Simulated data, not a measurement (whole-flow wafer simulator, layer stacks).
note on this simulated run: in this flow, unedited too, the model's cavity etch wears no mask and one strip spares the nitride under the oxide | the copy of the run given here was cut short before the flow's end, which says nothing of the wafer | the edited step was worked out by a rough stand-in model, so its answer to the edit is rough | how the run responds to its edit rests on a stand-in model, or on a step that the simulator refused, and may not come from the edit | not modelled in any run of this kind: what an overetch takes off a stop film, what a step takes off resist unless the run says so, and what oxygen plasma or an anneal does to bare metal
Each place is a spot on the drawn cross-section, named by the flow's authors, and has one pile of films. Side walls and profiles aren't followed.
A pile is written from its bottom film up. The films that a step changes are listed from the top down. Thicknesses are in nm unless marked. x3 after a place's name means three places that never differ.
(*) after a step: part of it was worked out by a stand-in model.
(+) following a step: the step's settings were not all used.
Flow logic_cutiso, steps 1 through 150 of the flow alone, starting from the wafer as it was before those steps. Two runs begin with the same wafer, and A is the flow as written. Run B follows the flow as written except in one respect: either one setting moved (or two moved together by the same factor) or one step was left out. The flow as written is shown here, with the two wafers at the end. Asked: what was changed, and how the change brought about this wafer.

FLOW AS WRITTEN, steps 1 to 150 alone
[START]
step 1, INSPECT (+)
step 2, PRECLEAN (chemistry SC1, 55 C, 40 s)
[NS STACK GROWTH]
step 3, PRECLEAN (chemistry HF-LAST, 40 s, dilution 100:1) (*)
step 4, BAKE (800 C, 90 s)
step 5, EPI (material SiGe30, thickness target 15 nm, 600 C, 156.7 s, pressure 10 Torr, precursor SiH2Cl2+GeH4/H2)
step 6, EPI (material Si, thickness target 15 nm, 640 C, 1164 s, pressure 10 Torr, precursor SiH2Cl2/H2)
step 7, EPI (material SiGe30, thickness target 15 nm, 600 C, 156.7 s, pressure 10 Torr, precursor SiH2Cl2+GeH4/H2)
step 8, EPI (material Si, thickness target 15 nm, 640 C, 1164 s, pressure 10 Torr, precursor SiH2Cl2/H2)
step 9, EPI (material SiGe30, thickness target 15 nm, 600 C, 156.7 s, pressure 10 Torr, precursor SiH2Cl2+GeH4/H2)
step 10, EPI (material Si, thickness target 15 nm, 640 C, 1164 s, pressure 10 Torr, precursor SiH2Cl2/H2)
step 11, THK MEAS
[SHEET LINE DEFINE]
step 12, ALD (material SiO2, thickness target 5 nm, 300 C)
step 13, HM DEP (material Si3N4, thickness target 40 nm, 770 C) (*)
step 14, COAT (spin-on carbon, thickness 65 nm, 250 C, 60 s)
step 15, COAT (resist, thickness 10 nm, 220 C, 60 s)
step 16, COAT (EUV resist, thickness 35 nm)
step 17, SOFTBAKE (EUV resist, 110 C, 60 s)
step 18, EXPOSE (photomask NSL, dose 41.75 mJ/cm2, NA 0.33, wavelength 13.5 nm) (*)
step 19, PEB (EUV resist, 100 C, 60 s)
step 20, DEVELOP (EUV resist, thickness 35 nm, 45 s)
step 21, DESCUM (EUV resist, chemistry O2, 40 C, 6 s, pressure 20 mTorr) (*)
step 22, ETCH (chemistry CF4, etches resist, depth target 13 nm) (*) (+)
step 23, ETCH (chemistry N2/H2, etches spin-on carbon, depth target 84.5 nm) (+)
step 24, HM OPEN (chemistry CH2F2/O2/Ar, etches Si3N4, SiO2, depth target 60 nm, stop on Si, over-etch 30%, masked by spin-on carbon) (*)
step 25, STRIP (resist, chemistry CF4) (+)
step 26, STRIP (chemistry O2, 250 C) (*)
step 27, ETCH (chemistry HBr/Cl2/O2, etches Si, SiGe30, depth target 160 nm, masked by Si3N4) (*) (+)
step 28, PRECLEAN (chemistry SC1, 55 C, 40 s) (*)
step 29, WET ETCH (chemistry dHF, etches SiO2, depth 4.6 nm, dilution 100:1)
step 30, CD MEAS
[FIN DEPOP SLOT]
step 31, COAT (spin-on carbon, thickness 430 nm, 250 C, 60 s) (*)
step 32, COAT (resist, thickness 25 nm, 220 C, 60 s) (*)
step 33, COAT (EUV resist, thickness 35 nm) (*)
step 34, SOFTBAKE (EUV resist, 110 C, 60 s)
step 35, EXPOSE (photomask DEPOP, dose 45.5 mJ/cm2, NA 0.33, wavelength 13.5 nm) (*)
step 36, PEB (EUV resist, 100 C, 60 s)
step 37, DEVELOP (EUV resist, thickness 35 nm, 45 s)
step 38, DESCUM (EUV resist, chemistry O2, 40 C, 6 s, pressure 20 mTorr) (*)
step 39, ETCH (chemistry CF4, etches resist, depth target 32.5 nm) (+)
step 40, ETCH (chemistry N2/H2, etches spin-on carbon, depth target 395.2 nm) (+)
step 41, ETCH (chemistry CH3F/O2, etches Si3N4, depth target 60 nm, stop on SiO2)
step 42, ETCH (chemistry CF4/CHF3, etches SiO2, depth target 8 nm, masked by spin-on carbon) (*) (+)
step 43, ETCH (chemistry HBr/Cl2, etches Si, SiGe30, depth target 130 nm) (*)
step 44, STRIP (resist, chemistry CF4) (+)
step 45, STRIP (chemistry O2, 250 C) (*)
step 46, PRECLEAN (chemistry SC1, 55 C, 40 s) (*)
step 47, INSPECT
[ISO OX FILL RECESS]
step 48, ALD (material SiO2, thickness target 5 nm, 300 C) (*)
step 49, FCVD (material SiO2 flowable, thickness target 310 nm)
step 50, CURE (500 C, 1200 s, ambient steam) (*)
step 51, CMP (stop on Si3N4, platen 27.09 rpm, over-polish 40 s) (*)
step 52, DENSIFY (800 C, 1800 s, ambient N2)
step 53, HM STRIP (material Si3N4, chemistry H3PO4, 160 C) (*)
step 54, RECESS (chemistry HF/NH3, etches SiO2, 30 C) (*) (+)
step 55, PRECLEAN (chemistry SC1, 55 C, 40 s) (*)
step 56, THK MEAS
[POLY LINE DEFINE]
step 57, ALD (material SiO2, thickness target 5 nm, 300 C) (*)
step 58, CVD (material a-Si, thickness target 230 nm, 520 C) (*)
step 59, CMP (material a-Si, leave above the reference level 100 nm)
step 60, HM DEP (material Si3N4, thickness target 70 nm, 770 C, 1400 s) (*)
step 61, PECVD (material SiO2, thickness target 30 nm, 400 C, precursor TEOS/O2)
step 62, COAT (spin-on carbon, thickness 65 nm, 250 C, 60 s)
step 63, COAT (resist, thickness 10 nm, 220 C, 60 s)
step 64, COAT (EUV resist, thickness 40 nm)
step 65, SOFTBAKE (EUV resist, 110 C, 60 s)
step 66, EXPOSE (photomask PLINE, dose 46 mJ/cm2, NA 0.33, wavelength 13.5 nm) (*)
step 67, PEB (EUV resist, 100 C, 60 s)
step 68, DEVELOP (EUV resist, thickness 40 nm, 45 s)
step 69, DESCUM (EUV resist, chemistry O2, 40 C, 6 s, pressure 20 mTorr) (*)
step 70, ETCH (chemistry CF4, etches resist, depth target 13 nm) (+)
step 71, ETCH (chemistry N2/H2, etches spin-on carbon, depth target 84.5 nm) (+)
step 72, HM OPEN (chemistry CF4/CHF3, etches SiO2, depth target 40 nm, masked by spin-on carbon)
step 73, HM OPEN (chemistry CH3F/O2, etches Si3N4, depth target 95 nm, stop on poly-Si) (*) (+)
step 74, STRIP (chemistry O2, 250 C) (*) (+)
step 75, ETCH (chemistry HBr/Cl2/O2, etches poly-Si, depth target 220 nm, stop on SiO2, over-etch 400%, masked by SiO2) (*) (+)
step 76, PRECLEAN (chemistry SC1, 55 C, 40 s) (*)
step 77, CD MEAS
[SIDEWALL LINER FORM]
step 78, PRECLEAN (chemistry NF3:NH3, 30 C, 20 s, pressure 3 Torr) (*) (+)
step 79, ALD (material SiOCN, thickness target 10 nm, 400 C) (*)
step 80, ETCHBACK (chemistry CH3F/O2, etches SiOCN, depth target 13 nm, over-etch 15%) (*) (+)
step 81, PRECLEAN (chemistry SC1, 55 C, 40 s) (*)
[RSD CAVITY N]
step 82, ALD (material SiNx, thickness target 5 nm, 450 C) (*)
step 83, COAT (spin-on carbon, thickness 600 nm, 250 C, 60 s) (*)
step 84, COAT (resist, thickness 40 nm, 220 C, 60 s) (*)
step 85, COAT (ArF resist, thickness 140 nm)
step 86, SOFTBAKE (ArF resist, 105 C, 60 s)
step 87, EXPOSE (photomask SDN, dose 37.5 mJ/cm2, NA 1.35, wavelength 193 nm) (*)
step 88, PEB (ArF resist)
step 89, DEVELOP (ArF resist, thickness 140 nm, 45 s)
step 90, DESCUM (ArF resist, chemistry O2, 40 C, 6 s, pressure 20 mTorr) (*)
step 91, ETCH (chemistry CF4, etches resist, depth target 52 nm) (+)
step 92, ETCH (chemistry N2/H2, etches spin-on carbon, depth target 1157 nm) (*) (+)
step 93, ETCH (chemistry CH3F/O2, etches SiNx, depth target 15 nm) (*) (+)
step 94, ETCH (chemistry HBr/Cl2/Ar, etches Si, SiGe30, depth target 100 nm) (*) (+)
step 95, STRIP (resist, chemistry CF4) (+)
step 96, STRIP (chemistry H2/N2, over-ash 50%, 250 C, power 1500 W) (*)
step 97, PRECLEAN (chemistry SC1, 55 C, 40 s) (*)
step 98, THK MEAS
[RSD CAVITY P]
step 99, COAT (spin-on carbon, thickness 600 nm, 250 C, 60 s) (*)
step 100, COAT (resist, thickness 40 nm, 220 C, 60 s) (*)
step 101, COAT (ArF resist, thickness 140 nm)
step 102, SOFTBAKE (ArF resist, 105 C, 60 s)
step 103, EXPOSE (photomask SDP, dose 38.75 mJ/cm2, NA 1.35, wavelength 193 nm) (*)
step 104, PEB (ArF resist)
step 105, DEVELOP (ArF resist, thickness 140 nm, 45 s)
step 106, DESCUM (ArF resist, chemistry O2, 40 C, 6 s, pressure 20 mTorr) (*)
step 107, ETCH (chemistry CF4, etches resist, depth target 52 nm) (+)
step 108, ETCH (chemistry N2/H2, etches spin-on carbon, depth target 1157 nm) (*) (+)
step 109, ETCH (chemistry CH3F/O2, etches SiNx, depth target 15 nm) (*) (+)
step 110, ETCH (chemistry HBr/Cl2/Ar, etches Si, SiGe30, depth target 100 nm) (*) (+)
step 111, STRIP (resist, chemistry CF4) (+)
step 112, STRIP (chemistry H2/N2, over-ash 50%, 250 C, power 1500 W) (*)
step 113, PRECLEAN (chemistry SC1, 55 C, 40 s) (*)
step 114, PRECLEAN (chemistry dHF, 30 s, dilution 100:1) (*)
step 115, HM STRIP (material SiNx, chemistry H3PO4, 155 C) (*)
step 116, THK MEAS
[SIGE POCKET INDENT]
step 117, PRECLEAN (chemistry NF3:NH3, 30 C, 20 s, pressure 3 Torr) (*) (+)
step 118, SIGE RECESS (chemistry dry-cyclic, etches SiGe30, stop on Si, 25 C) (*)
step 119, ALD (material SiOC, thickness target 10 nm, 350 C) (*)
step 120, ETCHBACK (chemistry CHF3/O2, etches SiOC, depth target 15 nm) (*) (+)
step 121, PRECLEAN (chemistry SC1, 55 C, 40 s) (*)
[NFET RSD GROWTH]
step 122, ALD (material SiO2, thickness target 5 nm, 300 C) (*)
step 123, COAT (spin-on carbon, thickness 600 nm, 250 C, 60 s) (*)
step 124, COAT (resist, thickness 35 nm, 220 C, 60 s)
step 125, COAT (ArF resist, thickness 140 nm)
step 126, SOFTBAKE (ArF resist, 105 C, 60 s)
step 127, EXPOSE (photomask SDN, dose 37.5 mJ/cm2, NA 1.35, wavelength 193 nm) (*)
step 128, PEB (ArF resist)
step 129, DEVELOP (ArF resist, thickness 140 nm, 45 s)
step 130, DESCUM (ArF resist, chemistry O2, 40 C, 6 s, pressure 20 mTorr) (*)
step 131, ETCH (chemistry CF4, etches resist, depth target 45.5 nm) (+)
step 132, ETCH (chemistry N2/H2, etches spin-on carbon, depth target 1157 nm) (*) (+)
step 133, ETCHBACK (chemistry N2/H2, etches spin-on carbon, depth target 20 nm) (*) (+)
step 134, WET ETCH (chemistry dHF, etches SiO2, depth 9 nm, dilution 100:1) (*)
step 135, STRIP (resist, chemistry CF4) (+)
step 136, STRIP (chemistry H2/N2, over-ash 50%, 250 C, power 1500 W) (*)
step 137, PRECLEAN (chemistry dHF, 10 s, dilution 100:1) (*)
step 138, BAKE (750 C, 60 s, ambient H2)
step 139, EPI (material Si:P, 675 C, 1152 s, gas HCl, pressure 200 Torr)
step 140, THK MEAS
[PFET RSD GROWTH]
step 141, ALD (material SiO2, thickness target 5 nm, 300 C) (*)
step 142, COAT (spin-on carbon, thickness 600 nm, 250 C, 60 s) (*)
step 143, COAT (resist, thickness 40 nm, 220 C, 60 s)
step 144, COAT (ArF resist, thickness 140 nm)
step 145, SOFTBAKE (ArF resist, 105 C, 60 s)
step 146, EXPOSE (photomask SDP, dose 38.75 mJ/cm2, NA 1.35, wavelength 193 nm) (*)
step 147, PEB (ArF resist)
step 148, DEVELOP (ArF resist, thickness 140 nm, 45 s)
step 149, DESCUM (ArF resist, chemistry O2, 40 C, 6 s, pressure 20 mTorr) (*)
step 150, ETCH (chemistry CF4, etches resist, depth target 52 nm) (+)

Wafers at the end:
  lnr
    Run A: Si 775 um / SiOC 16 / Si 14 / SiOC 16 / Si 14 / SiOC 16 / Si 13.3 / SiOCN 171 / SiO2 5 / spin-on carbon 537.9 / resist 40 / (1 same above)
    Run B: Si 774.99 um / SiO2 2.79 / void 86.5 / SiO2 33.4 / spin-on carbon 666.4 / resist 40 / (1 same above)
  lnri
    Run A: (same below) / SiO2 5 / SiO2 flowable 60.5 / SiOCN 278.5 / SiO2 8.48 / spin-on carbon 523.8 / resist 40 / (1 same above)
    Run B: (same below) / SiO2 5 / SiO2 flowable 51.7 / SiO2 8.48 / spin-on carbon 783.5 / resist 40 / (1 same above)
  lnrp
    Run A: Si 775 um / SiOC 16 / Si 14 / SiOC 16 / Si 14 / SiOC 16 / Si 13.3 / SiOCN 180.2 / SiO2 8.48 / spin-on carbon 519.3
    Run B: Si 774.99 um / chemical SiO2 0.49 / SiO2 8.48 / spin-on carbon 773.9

What caused this: step 79, ALD: thickness target 7 nm was run, though the flow has thickness target 10 nm.

How this came from the change, step by step:
  step 79, ALD (material SiOCN, thickness target 10 nm, 400 C) (*)
      depop, dpovl, gfld and 19 more: A +10 SiOCN (new film) | B +7 SiOCN (new film)
  step 80, ETCHBACK (chemistry CH3F/O2, etches SiOCN, depth target 13 nm, over-etch 15%) (*) (+)
      lnr, lnrp, lnrt: A +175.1 SiOCN | B -7 SiOCN (all of it), -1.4 Si
      lnri: A +271.9 SiOCN | B -7 SiOCN (all of it), -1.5 SiO2 flowable
      (also at 18 further places)
  step 83, COAT (spin-on carbon, thickness 600 nm, 250 C, 60 s) (*)
      rsdn, rsdp, rsdw, rsdx: A +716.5 spin-on carbon (new film) | B +698.7 spin-on carbon (new film)
      gl, gxn, gxp: A +528.7 spin-on carbon (new film) | B +510.9 spin-on carbon (new film)
      (also at 10 further places)
  step 92, ETCH (chemistry N2/H2, etches spin-on carbon, depth target 1157 nm) (*) (+)
      gl, gxn: A -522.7 spin-on carbon (all of it), -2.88 SiNx | B -504.9 spin-on carbon (all of it), -5 SiNx (all of it), -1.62 SiO2
      tap: A -522.7 spin-on carbon (all of it), -2.88 SiNx | B -504.9 spin-on carbon (all of it), -5 SiNx (all of it), -1.61 SiO2
      (also at 19 further places)
  step 93, ETCH (chemistry CH3F/O2, etches SiNx, depth target 15 nm) (*) (+)
      gl, gxn, tap: A -2.12 SiNx (all of it), -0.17 SiO2 | B -0.14 SiO2
      lnr, lnrt: A -2.15 SiNx (all of it), -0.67 SiOCN | B -1.23 SiNx (all of it), -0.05 chemical SiO2
      (also at 2 further places)
  step 94, ETCH (chemistry HBr/Cl2/Ar, etches Si, SiGe30, depth target 100 nm) (*) (+)
      lnr, lnrt: A nothing | B -0.44 chemical SiO2 (all of it), -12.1 Si (all of it), -15 SiGe30 (all of it), -15 Si (all of it), -15 SiGe30 (all of it), -15 Si (all of it), -15 SiGe30 (all of it), -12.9 Si
      rsdn, rsdx: A -0.49 chemical SiO2 (all of it), -12.8 Si (all of it), -15 SiGe30 (all of it), -15 Si (all of it), -15 SiGe30 (all of it), -15 Si (all of it), -15 SiGe30 (all of it), -12.2 Si | B -0.44 chemical SiO2 (all of it), -12.1 Si (all of it), -15 SiGe30 (all of it), -15 Si (all of it), -15 SiGe30 (all of it), -15 Si (all of it), -15 SiGe30 (all of it), -12.9 Si
  step 95, STRIP (resist, chemistry CF4) (+)
      depop, dpovl, isow, ns, nsgap: A -13 resist (all of it) | B -4.41 resist (all of it)
      iso, lnri: A -13 resist (all of it) | B -4.47 resist (all of it)
      (also at 8 further places)
  step 96, STRIP (chemistry H2/N2, over-ash 50%, 250 C, power 1500 W) (*)
      gfld, gxf: A -528.6 spin-on carbon (all of it) | B -510.9 spin-on carbon (all of it)
      glp, plug: A -528.7 spin-on carbon (all of it) | B -511 spin-on carbon (all of it)
      (also at 6 further places)
  step 99, COAT (spin-on carbon, thickness 600 nm, 250 C, 60 s) (*)
      gfld, plug: A +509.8 spin-on carbon (new film) | B +483.7 spin-on carbon (new film)
      gl, gxn: A +514.9 spin-on carbon (new film) | B +490.4 spin-on carbon (new film)
      (also at 13 further places)
  step 108, ETCH (chemistry N2/H2, etches spin-on carbon, depth target 1157 nm) (*) (+)
      glp, gxp: A -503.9 spin-on carbon (all of it), -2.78 SiNx | B -477.8 spin-on carbon (all of it), -5 SiNx (all of it), -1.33 SiO2
      depop, dpovl, gfld and 14 more: A -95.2 ArF resist (all of it), -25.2 resist | B -95.2 ArF resist (all of it), -33.8 resist
      (also at 3 further places)
  step 109, ETCH (chemistry CH3F/O2, etches SiNx, depth target 15 nm) (*) (+)
      glp, gxp: A -2.22 SiNx (all of it), -0.17 SiO2 | B -0.16 SiO2
      rsdp, rsdw: A -4.26 SiNx (all of it) | B -1.38 SiNx (all of it), -0.06 chemical SiO2
      (also at 1 further place)
  step 110, ETCH (chemistry HBr/Cl2/Ar, etches Si, SiGe30, depth target 100 nm) (*) (+)
      lnrp: A nothing | B -0.44 chemical SiO2 (all of it), -12.1 Si (all of it), -15 SiGe30 (all of it), -15 Si (all of it), -15 SiGe30 (all of it), -15 Si (all of it), -15 SiGe30 (all of it), -12.9 Si
      rsdp, rsdw: A -0.49 chemical SiO2 (all of it), -12.8 Si (all of it), -15 SiGe30 (all of it), -15 Si (all of it), -15 SiGe30 (all of it), -15 Si (all of it), -15 SiGe30 (all of it), -12.2 Si | B -0.44 chemical SiO2 (all of it), -12.1 Si (all of it), -15 SiGe30 (all of it), -15 Si (all of it), -15 SiGe30 (all of it), -15 Si (all of it), -15 SiGe30 (all of it), -12.9 Si
  step 111, STRIP (resist, chemistry CF4) (+)
      depop, dpovl, isow, ns, nsgap: A -14 resist (all of it) | B -5.83 resist (all of it)
      gxn, lnr, lnrt: A -14.1 resist (all of it) | B -5.93 resist (all of it)
      (also at 9 further places)
  step 112, STRIP (chemistry H2/N2, over-ash 50%, 250 C, power 1500 W) (*)
      gfld, plug: A -509.8 spin-on carbon (all of it) | B -483.7 spin-on carbon (all of it)
      gl, gxn: A -514.9 spin-on carbon (all of it) | B -490.4 spin-on carbon (all of it)
      (also at 8 further places)
  step 114, PRECLEAN (chemistry dHF, 30 s, dilution 100:1) (*)
      lnr, lnrt: A -0.49 SiOCN | B -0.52 chemical SiO2 (all of it)
  step 115, HM STRIP (material SiNx, chemistry H3PO4, 155 C) (*)
      lnr, lnrp, lnrt: A -0.58 SiOCN | B +0.5 chemical SiO2 (new film), -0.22 Si
  ... 12 other steps ...
  step 142, COAT (spin-on carbon, thickness 600 nm, 250 C, 60 s) (*)
      gfld, gxf, plug: A +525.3 spin-on carbon (new film) | B +498.5 spin-on carbon (new film)
      gl, tap: A +547.8 spin-on carbon (new film) | B +520.6 spin-on carbon (new film)
      (also at 12 further places)
